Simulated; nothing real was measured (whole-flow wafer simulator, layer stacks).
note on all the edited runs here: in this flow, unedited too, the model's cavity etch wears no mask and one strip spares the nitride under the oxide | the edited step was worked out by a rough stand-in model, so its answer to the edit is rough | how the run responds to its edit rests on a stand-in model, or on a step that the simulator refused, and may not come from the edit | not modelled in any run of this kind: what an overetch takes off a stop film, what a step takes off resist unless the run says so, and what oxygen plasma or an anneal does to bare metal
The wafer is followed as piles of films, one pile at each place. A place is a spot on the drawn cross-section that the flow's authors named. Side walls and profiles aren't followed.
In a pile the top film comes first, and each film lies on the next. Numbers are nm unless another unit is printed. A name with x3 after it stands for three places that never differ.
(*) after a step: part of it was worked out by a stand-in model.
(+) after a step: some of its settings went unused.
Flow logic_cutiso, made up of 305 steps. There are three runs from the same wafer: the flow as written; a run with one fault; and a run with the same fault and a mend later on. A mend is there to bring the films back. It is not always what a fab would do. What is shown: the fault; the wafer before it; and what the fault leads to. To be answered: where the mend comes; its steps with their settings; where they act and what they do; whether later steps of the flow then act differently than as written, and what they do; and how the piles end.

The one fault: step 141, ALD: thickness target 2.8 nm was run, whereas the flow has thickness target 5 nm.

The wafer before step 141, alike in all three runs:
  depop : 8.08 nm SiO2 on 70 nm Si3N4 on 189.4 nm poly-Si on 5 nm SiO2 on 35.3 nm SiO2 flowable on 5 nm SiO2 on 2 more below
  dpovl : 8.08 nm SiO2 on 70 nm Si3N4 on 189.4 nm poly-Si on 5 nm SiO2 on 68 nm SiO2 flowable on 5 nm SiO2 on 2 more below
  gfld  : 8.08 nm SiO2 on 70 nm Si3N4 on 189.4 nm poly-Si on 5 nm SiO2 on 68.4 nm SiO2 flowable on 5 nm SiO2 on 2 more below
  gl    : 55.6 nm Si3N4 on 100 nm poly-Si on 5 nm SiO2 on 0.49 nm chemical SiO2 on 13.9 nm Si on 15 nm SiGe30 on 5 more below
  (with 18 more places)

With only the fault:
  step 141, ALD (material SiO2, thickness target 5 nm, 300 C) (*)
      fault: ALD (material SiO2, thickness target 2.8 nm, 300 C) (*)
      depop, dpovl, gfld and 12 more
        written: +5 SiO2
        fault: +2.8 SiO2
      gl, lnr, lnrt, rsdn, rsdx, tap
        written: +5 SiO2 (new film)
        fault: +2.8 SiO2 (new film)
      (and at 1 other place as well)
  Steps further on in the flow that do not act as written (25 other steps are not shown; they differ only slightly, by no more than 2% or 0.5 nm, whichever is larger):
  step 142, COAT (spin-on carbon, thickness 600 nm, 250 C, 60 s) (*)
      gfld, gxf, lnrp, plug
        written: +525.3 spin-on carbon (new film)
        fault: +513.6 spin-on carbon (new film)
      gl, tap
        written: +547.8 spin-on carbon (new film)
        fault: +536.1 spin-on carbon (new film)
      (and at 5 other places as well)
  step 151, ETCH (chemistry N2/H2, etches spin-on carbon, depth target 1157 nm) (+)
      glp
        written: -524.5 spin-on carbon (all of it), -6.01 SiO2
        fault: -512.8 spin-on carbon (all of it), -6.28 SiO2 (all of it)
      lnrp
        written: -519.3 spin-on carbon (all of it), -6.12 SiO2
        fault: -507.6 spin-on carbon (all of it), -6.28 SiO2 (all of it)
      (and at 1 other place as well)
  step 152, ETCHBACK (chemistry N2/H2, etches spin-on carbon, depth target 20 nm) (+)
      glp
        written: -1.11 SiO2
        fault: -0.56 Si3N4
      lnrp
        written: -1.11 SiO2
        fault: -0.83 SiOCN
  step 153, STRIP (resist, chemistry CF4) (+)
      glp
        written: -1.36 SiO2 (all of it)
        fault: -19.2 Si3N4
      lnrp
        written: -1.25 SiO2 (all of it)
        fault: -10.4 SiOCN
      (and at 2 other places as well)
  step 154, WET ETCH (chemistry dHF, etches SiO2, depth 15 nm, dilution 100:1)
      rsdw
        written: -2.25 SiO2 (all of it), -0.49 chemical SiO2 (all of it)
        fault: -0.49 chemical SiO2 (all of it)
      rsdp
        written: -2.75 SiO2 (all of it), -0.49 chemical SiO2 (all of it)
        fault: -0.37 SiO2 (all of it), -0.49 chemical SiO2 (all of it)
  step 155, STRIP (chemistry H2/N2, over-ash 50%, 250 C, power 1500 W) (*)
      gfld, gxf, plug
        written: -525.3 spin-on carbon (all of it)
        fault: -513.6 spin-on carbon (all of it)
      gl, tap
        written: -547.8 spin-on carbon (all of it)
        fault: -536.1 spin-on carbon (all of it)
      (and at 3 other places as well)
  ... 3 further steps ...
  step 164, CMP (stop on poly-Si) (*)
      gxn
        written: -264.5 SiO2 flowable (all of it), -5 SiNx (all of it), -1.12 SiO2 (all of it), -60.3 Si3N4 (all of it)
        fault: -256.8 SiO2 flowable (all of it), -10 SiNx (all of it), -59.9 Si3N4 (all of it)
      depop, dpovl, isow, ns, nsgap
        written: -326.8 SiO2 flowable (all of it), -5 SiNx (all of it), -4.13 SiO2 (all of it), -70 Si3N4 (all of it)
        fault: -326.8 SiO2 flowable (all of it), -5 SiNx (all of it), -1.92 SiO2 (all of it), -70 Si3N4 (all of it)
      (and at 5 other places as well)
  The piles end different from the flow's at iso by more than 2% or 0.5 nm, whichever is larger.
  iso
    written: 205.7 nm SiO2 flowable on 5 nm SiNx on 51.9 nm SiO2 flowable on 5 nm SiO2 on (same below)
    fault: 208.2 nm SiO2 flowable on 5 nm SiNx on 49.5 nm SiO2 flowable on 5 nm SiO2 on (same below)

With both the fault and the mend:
  The mend stands after step 141.
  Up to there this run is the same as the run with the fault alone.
  step 141a, ALD (material SiO2, thickness target 2.2 nm, 300 C) (*) (a further turn of the flow's step 141, with different settings)
      depop, dpovl, gfld and 18 more
        +2.2 SiO2
      gxn
        +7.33 SiO2
  None of the later steps of the flow differs from how it acts as written, at any place that is followed, by more than 2% or 0.5 nm, whichever is larger.
  The piles end the same as the flow's at every place that both follow.
